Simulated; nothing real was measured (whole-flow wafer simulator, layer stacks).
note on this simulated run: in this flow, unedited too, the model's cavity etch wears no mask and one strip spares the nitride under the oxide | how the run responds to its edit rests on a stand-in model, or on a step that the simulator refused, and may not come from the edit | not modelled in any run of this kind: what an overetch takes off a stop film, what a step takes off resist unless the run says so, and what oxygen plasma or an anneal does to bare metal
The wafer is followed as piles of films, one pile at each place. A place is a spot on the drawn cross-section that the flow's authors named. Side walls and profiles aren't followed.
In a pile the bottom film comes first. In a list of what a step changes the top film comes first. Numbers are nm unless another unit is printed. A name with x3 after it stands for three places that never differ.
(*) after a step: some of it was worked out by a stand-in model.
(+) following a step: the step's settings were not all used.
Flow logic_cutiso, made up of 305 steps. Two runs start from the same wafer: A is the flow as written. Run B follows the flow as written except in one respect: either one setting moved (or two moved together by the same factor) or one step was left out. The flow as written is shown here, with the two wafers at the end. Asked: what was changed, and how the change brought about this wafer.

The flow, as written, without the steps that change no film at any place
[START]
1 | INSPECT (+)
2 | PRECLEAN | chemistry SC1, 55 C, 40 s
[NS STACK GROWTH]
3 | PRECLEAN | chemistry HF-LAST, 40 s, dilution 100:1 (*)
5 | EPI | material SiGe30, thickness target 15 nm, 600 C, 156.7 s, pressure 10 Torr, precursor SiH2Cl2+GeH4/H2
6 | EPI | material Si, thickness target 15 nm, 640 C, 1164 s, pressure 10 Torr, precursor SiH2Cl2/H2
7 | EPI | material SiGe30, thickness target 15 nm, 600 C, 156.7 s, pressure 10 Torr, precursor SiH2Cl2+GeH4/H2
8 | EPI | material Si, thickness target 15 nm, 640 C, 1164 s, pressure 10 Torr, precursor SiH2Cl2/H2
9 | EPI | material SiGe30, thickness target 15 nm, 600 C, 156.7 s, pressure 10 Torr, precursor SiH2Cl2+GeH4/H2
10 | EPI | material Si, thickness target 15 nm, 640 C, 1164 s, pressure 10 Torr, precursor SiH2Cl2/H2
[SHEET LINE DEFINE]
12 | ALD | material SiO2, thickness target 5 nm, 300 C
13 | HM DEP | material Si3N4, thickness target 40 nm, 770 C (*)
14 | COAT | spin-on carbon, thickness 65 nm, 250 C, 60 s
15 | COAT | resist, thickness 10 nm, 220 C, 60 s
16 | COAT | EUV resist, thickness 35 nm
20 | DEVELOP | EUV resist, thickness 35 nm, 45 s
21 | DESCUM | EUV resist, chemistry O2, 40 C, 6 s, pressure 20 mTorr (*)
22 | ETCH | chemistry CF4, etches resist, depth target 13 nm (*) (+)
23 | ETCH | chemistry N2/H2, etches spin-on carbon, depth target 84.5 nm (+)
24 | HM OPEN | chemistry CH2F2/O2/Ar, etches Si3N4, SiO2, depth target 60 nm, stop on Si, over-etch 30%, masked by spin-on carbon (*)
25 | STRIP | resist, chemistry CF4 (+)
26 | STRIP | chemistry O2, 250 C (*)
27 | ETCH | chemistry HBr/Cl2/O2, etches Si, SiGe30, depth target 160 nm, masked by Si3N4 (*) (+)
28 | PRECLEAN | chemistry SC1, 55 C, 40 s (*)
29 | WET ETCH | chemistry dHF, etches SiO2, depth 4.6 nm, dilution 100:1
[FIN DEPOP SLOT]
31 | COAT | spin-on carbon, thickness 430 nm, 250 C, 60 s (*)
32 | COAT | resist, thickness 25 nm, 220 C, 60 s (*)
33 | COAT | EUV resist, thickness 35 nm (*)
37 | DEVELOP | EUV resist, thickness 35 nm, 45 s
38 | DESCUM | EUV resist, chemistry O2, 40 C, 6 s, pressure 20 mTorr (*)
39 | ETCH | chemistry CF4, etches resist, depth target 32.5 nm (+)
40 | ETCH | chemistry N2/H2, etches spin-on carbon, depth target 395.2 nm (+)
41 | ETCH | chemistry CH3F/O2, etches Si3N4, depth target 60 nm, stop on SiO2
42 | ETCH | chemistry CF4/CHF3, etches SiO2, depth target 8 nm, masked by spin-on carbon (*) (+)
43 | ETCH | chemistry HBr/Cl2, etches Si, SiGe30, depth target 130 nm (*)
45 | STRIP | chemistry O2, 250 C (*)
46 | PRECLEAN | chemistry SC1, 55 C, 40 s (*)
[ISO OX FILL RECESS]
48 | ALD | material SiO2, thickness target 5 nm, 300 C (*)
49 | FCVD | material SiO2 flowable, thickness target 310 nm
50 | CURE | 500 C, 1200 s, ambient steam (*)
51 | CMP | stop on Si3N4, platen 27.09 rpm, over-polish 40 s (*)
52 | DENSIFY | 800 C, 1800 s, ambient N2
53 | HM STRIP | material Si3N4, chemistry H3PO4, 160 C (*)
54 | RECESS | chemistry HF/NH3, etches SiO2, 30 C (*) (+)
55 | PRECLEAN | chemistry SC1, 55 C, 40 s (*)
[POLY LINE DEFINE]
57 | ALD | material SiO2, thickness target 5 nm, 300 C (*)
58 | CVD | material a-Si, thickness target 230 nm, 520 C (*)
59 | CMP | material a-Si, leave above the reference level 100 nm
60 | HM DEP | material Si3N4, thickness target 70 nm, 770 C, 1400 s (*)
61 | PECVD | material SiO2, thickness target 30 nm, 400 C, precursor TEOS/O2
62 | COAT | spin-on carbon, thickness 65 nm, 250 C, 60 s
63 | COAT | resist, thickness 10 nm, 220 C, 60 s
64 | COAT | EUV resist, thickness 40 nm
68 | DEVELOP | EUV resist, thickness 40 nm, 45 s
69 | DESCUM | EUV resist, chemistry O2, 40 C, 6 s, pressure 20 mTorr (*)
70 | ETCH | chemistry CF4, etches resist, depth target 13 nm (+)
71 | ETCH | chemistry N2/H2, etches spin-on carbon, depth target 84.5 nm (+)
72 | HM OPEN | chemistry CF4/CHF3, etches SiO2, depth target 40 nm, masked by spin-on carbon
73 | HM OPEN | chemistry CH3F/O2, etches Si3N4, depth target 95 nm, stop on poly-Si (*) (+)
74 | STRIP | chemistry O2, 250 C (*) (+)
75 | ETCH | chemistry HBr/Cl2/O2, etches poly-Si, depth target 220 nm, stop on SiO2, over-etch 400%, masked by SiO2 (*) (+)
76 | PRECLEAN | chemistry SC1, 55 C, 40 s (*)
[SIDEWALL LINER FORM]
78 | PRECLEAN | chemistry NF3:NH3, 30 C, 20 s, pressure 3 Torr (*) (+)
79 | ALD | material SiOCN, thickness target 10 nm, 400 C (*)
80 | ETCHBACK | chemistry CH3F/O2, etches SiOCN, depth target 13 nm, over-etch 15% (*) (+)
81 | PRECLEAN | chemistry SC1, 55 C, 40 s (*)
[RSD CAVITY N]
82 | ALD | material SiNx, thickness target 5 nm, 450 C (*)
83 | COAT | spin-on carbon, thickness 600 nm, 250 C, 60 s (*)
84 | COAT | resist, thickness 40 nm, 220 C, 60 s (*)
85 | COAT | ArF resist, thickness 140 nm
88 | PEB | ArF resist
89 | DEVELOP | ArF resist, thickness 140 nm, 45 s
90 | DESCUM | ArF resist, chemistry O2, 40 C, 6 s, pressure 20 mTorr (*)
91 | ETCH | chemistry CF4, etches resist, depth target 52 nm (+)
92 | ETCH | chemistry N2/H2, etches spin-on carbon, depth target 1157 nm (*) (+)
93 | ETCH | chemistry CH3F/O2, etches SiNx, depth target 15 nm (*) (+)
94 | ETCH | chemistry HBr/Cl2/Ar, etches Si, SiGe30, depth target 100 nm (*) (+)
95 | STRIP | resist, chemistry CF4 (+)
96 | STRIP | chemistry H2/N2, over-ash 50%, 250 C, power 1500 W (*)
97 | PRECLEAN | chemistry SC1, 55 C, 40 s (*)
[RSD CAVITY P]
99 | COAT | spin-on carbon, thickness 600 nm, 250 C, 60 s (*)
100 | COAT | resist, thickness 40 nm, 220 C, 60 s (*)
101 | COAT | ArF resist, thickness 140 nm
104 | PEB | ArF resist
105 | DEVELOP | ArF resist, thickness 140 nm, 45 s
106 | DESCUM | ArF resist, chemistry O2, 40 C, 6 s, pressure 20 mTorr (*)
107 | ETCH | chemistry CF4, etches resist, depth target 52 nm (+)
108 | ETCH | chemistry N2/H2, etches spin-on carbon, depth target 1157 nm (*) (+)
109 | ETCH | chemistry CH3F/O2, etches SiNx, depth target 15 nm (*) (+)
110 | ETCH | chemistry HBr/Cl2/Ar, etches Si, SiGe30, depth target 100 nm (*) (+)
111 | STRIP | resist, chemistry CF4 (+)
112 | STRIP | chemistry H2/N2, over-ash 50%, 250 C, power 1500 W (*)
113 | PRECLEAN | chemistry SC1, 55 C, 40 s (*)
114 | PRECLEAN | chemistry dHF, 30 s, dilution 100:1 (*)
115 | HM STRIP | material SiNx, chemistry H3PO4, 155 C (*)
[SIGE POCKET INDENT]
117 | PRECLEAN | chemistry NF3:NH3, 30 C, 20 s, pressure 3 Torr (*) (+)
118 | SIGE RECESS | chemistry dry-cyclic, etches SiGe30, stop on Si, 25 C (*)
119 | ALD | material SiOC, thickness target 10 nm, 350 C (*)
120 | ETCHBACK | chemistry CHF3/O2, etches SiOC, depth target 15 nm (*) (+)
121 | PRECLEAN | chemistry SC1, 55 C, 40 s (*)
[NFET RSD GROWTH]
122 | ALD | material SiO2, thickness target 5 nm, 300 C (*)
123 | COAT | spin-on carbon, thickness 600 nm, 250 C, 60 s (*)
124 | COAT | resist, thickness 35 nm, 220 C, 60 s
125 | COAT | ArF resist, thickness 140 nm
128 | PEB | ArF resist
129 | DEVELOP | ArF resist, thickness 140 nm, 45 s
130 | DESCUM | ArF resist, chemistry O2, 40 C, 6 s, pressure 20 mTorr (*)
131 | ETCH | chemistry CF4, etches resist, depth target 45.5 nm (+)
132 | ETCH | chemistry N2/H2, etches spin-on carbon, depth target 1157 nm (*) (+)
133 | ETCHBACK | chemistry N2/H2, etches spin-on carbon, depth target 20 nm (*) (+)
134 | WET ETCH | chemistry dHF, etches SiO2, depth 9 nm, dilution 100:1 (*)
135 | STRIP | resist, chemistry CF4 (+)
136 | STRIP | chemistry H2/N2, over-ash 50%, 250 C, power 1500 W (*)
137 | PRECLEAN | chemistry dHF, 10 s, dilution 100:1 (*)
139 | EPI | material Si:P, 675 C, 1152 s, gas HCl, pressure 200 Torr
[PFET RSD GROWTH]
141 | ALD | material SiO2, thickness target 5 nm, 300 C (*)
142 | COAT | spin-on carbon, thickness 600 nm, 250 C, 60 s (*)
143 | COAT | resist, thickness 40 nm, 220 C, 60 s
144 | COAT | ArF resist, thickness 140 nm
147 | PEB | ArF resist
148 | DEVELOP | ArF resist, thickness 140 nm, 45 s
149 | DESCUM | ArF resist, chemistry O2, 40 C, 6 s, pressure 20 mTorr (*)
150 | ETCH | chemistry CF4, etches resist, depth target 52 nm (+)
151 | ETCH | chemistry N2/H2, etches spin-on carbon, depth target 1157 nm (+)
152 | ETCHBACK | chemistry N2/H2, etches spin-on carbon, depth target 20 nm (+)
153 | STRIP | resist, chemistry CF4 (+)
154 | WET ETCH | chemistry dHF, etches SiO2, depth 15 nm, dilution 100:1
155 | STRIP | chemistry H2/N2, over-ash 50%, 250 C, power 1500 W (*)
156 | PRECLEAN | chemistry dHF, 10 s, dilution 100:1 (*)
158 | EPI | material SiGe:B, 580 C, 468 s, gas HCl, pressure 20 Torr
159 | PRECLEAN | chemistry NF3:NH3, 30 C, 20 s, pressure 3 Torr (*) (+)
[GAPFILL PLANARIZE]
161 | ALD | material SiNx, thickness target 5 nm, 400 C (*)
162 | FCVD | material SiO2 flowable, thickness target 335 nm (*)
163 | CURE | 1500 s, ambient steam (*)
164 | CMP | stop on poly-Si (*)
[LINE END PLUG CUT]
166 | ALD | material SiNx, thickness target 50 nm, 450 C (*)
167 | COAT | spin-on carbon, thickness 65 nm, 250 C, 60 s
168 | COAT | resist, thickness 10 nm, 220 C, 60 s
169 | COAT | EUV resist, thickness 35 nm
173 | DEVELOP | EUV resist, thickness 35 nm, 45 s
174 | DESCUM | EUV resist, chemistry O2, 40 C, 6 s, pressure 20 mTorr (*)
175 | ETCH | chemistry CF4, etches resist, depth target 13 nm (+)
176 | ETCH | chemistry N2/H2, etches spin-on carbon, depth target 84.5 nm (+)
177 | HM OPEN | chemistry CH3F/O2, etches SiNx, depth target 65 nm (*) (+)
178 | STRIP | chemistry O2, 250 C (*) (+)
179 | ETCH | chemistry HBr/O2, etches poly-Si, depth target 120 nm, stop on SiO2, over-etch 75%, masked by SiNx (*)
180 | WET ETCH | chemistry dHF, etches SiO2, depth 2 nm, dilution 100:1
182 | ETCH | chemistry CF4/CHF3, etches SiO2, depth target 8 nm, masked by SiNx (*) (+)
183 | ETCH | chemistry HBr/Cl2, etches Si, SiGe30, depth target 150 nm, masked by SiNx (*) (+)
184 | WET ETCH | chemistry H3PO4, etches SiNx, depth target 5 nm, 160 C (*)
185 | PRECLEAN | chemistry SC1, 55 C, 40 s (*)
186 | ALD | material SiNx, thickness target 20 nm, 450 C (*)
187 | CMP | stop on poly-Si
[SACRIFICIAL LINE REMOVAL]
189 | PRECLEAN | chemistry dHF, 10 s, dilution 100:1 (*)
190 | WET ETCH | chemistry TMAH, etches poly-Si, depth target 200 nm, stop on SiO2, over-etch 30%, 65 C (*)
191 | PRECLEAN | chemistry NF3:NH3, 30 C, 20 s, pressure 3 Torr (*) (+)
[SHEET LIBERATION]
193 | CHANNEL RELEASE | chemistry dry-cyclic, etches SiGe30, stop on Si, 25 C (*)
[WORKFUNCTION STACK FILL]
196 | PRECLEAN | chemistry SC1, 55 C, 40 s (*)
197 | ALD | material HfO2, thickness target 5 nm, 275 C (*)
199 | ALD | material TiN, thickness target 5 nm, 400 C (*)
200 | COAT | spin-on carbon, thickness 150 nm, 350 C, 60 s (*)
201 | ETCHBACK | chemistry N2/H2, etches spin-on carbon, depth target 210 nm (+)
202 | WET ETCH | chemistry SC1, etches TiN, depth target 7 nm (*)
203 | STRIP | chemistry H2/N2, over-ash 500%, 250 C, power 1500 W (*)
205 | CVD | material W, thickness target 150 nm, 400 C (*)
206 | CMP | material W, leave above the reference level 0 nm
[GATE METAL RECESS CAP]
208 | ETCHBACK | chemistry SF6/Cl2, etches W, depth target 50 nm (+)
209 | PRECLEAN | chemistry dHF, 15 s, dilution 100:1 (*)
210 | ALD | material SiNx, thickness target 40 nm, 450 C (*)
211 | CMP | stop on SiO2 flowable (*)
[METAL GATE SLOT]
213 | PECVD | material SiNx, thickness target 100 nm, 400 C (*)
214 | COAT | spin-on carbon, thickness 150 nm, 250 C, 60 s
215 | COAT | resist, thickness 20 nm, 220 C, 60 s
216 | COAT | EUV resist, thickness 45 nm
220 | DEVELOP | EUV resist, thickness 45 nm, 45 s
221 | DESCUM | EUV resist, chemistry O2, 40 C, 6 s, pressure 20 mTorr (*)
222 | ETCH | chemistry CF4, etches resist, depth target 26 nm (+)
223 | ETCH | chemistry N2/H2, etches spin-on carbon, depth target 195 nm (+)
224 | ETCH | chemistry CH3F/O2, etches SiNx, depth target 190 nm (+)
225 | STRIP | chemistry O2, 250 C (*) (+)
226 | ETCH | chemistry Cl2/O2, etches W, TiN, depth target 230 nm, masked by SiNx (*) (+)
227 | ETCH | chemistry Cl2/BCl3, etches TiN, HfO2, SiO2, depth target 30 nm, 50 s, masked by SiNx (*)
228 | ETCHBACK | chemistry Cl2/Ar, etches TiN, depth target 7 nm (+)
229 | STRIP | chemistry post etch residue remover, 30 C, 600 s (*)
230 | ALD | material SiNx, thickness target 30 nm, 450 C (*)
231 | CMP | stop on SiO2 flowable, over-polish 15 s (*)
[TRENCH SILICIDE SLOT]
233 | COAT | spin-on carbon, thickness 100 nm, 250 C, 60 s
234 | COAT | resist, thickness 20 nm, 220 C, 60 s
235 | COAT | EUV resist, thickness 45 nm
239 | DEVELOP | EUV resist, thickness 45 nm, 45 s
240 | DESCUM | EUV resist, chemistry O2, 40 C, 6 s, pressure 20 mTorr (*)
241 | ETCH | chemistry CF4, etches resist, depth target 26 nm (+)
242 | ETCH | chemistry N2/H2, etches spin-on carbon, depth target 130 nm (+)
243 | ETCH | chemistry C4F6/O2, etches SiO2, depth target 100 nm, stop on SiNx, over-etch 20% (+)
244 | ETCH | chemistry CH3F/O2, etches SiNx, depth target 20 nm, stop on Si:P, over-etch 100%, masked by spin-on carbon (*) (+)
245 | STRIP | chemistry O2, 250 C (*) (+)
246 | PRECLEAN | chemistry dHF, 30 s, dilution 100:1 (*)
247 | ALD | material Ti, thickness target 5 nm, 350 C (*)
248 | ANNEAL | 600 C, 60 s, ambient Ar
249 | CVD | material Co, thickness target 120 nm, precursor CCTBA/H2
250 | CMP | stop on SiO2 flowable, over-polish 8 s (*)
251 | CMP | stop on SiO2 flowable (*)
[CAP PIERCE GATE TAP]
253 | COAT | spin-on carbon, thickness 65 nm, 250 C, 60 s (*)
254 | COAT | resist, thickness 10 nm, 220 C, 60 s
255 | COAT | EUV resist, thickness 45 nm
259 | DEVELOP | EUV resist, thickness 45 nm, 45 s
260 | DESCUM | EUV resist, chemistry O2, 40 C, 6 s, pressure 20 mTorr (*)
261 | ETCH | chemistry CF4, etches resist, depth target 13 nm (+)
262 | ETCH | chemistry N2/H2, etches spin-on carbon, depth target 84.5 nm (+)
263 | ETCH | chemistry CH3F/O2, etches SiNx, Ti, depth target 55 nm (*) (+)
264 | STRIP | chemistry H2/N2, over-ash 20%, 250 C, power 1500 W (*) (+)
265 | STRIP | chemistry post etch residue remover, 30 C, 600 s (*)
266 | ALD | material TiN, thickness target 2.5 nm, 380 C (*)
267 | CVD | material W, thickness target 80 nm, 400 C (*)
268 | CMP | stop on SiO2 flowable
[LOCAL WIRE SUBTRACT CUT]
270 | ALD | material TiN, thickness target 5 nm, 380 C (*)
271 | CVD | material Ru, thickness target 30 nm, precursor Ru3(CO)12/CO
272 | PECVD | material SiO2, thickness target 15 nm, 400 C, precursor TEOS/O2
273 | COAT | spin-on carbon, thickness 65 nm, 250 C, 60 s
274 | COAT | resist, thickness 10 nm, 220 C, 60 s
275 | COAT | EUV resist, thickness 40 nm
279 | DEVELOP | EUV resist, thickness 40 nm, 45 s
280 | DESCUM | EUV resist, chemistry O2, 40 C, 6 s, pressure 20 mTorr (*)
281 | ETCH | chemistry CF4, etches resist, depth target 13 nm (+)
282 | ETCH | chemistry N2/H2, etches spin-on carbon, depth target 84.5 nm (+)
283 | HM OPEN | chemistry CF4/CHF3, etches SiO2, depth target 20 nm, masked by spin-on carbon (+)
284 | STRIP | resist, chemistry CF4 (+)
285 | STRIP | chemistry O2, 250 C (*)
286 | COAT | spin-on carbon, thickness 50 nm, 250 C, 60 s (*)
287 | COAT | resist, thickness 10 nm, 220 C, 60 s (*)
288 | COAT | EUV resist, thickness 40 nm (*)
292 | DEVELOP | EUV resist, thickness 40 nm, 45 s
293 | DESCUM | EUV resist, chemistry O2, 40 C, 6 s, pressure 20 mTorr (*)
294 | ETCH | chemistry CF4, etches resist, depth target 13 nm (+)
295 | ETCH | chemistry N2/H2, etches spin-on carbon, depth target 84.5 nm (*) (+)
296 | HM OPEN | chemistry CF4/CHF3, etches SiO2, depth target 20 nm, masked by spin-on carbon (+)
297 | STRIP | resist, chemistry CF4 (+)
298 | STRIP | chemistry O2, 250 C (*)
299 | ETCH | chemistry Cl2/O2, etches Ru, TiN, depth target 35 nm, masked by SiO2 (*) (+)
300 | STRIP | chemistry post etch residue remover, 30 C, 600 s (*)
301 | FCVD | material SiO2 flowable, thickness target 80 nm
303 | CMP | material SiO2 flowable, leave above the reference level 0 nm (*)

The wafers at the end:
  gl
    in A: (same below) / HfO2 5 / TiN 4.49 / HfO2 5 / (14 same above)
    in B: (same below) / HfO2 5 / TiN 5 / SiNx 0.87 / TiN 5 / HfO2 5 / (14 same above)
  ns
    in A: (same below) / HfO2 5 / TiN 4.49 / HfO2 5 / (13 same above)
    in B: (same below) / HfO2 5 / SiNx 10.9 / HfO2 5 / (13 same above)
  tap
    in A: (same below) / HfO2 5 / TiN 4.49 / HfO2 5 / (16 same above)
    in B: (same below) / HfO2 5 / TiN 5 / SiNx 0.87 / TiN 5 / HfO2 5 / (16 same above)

Cause: step 7, EPI: thickness target 21.4 nm was run, though the flow has thickness target 15 nm; step 7, EPI: 223.3 s was run, where the flow has 156.7 s.

How this came from the change, step by step:
  7 | EPI | material SiGe30, thickness target 15 nm, 600 C, 156.7 s, pressure 10 Torr, precursor SiH2Cl2+GeH4/H2
      depop, dpovl, gfld and 19 more: A SiGe30 gains 15 (new film) | B SiGe30 gains 21.4 (new film)
  27 | ETCH | chemistry HBr/Cl2/O2, etches Si, SiGe30, depth target 160 nm, masked by Si3N4 (*) (+)
      gfld, gxf, iso, lnri: A chemical SiO2 loses 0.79 (all of it), Si loses 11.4 (all of it), SiGe30 loses 15 (all of it), Si loses 15 (all of it), SiGe30 loses 15 (all of it), Si loses 15 (all of it), SiGe30 loses 15 (all of it), Si loses 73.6 | B chemical SiO2 loses 0.79 (all of it), Si loses 11.4 (all of it), SiGe30 loses 15 (all of it), Si loses 15 (all of it), SiGe30 loses 21.4 (all of it), Si loses 15 (all of it), SiGe30 loses 15 (all of it), Si loses 67.3
      dpovl, nsgap: A chemical SiO2 loses 0.79 (all of it), Si loses 11.8 (all of it), SiGe30 loses 15 (all of it), Si loses 15 (all of it), SiGe30 loses 15 (all of it), Si loses 15 (all of it), SiGe30 loses 15 (all of it), Si loses 73.2 | B chemical SiO2 loses 0.79 (all of it), Si loses 11.8 (all of it), SiGe30 loses 15 (all of it), Si loses 15 (all of it), SiGe30 loses 21.4 (all of it), Si loses 15 (all of it), SiGe30 loses 15 (all of it), Si loses 66.9
      (as well as at 1 more place)
  43 | ETCH | chemistry HBr/Cl2, etches Si, SiGe30, depth target 130 nm (*)
      depop: A Si loses 14 (all of it), SiGe30 loses 15 (all of it), Si loses 15 (all of it), SiGe30 loses 15 (all of it), Si loses 15 (all of it), SiGe30 loses 15 (all of it), Si loses 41 | B Si loses 14 (all of it), SiGe30 loses 15 (all of it), Si loses 15 (all of it), SiGe30 loses 21.4 (all of it), Si loses 15 (all of it), SiGe30 loses 15 (all of it), Si loses 34.6
  94 | ETCH | chemistry HBr/Cl2/Ar, etches Si, SiGe30, depth target 100 nm (*) (+)
      rsdn, rsdx: A chemical SiO2 loses 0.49 (all of it), Si loses 12.8 (all of it), SiGe30 loses 15 (all of it), Si loses 15 (all of it), SiGe30 loses 15 (all of it), Si loses 15 (all of it), SiGe30 loses 15 (all of it), Si loses 12.2 | B chemical SiO2 loses 0.49 (all of it), Si loses 12.8 (all of it), SiGe30 loses 15 (all of it), Si loses 15 (all of it), SiGe30 loses 21.4 (all of it), Si loses 15 (all of it), SiGe30 loses 15 (all of it), Si loses 5.78
  110 | ETCH | chemistry HBr/Cl2/Ar, etches Si, SiGe30, depth target 100 nm (*) (+)
      rsdp, rsdw: A chemical SiO2 loses 0.49 (all of it), Si loses 12.8 (all of it), SiGe30 loses 15 (all of it), Si loses 15 (all of it), SiGe30 loses 15 (all of it), Si loses 15 (all of it), SiGe30 loses 15 (all of it), Si loses 12.2 | B chemical SiO2 loses 0.49 (all of it), Si loses 12.8 (all of it), SiGe30 loses 15 (all of it), Si loses 15 (all of it), SiGe30 loses 21.4 (all of it), Si loses 15 (all of it), SiGe30 loses 15 (all of it), Si loses 5.78
  118 | SIGE RECESS | chemistry dry-cyclic, etches SiGe30, stop on Si, 25 C (*)
      lnr, lnrp, lnrt: A SiOCN loses 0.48, Si loses 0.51, cavity gains 16 (new film), SiGe30 loses 15 (all of it), Si loses 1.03, cavity gains 16 (new film), SiGe30 loses 15 (all of it), Si loses 1.03, cavity gains 16 (new film), SiGe30 loses 15 (all of it), Si loses 0.51 | B SiOCN loses 0.48, Si loses 0.51, cavity gains 16 (new film), SiGe30 loses 15 (all of it), Si loses 1.03, cavity gains 22.4 (new film), SiGe30 loses 21.4 (all of it), Si loses 1.03, cavity gains 16 (new film), SiGe30 loses 15 (all of it), Si loses 0.51
  119 | ALD | material SiOC, thickness target 10 nm, 350 C (*)
      lnr, lnrp, lnrt: A SiOC gains 10 (new film), SiOC gains 16 (new film), cavity loses 16 (all of it), SiOC gains 16 (new film), cavity loses 16 (all of it), SiOC gains 16 (new film), cavity loses 16 (all of it) | B SiOC gains 10 (new film), SiOC gains 16 (new film), cavity loses 16 (all of it), SiOC gains 22.4 (new film), cavity loses 22.4 (all of it), SiOC gains 16 (new film), cavity loses 16 (all of it)
  183 | ETCH | chemistry HBr/Cl2, etches Si, SiGe30, depth target 150 nm, masked by SiNx (*) (+)
      plug: A Si loses 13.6 (all of it), SiGe30 loses 15 (all of it), Si loses 15 (all of it), SiGe30 loses 15 (all of it), Si loses 15 (all of it), SiGe30 loses 15 (all of it), Si loses 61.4 | B Si loses 13.6 (all of it), SiGe30 loses 15 (all of it), Si loses 15 (all of it), SiGe30 loses 21.4 (all of it), Si loses 15 (all of it), SiGe30 loses 15 (all of it), Si loses 55.1
  193 | CHANNEL RELEASE | chemistry dry-cyclic, etches SiGe30, stop on Si, 25 C (*)
      gl, glp, gxn, gxp, ns, tap: A chemical SiO2 gains 0.8 (new film), Si loses 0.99, chemical SiO2 gains 0.8 (new film), cavity gains 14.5 (new film), chemical SiO2 gains 0.8 (new film), SiGe30 loses 15 (all of it), Si loses 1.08, chemical SiO2 gains 0.8 (new film), cavity gains 14.5 (new film), chemical SiO2 gains 0.8 (new film), SiGe30 loses 15 (all of it), Si loses 1.08, chemical SiO2 gains 0.8 (new film), cavity gains 14.5 (new film), chemical SiO2 gains 0.8 (new film), SiGe30 loses 15 (all of it), Si loses 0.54 | B chemical SiO2 gains 0.8 (new film), Si loses 0.99, chemical SiO2 gains 0.8 (new film), cavity gains 14.5 (new film), chemical SiO2 gains 0.8 (new film), SiGe30 loses 15 (all of it), Si loses 1.08, chemical SiO2 gains 0.8 (new film), cavity gains 20.9 (new film), chemical SiO2 gains 0.8 (new film), SiGe30 loses 21.4 (all of it), Si loses 1.08, chemical SiO2 gains 0.8 (new film), cavity gains 14.5 (new film), chemical SiO2 gains 0.8 (new film), SiGe30 loses 15 (all of it), Si loses 0.54
  199 | ALD | material TiN, thickness target 5 nm, 400 C (*)
      gl, glp, tap: A TiN gains 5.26 (new film), TiN gains 4.49 (new film), cavity loses 4.49 (all of it), TiN gains 4.49 (new film), cavity loses 4.49 (all of it), TiN gains 4.49 (new film), cavity loses 4.49 (all of it) | B TiN gains 5.26 (new film), TiN gains 4.49 (new film), cavity loses 4.49 (all of it), TiN gains 5 (new film), cavity loses 10, TiN gains 5 (new film), TiN gains 4.49 (new film), cavity loses 4.49 (all of it)
      gxn, gxp, ns: A TiN gains 5 (new film), TiN gains 4.49 (new film), cavity loses 4.49 (all of it), TiN gains 4.49 (new film), cavity loses 4.49 (all of it), TiN gains 4.49 (new film), cavity loses 4.49 (all of it) | B TiN gains 5 (new film), TiN gains 4.49 (new film), cavity loses 4.49 (all of it), TiN gains 5 (new film), cavity loses 10, TiN gains 5 (new film), TiN gains 4.49 (new film), cavity loses 4.49 (all of it)
  202 | WET ETCH | chemistry SC1, etches TiN, depth target 7 nm (*)
      ns: A TiN loses 5 (all of it) | B TiN loses 5 (all of it), TiN loses 5 (all of it), cavity gains 10, TiN loses 5 (all of it)
  210 | ALD | material SiNx, thickness target 40 nm, 450 C (*)
      gl, glp, gxn, gxp, tap: A SiNx gains 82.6 (new film) | B SiNx gains 82.6 (new film), SiNx gains 0.87 (new film), cavity loses 0.87 (all of it)
      ns: A SiNx gains 40 (new film) | B SiNx gains 40 (new film), SiNx gains 10.9 (new film), cavity loses 10.9 (all of it)
With metal films that touch counted as one body, gl has 5 bodies (between them, from the top down: HfO2 5 / chemical SiO2 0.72 / Si 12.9 / chemical SiO2 0.8 / HfO2 5; HfO2 5 / chemical SiO2 0.8 / Si 13.9 / chemical SiO2 0.8 / HfO2 5; SiNx 0.87; HfO2 5 / chemical SiO2 0.8 / Si 13.9 / chemical SiO2 0.8 / HfO2 5); the flow as written gives 4 bodies (between them, from the top down: HfO2 5 / chemical SiO2 0.72 / Si 12.9 / chemical SiO2 0.8 / HfO2 5; HfO2 5 / chemical SiO2 0.8 / Si 13.9 / chemical SiO2 0.8 / HfO2 5; HfO2 5 / chemical SiO2 0.8 / Si 13.9 / chemical SiO2 0.8 / HfO2 5).
With metal films that touch counted as one body, ns has 3 bodies (between them, from the top down: HfO2 5 / chemical SiO2 0.72 / Si 12.9 / chemical SiO2 0.8 / HfO2 5; HfO2 5 / chemical SiO2 0.8 / Si 13.9 / chemical SiO2 0.8 / HfO2 5 / SiNx 10.9 / HfO2 5 / chemical SiO2 0.8 / Si 13.9 / chemical SiO2 0.8 / HfO2 5); the flow as written gives 4 bodies (between them, from the top down: HfO2 5 / chemical SiO2 0.72 / Si 12.9 / chemical SiO2 0.8 / HfO2 5; HfO2 5 / chemical SiO2 0.8 / Si 13.9 / chemical SiO2 0.8 / HfO2 5; HfO2 5 / chemical SiO2 0.8 / Si 13.9 / chemical SiO2 0.8 / HfO2 5).
With metal films that touch counted as one body, tap has 5 bodies (between them, from the top down: HfO2 5 / chemical SiO2 0.72 / Si 12.9 / chemical SiO2 0.8 / HfO2 5; HfO2 5 / chemical SiO2 0.8 / Si 13.9 / chemical SiO2 0.8 / HfO2 5; SiNx 0.87; HfO2 5 / chemical SiO2 0.8 / Si 13.9 / chemical SiO2 0.8 / HfO2 5); the flow as written gives 4 bodies (between them, from the top down: HfO2 5 / chemical SiO2 0.72 / Si 12.9 / chemical SiO2 0.8 / HfO2 5; HfO2 5 / chemical SiO2 0.8 / Si 13.9 / chemical SiO2 0.8 / HfO2 5; HfO2 5 / chemical SiO2 0.8 / Si 13.9 / chemical SiO2 0.8 / HfO2 5).
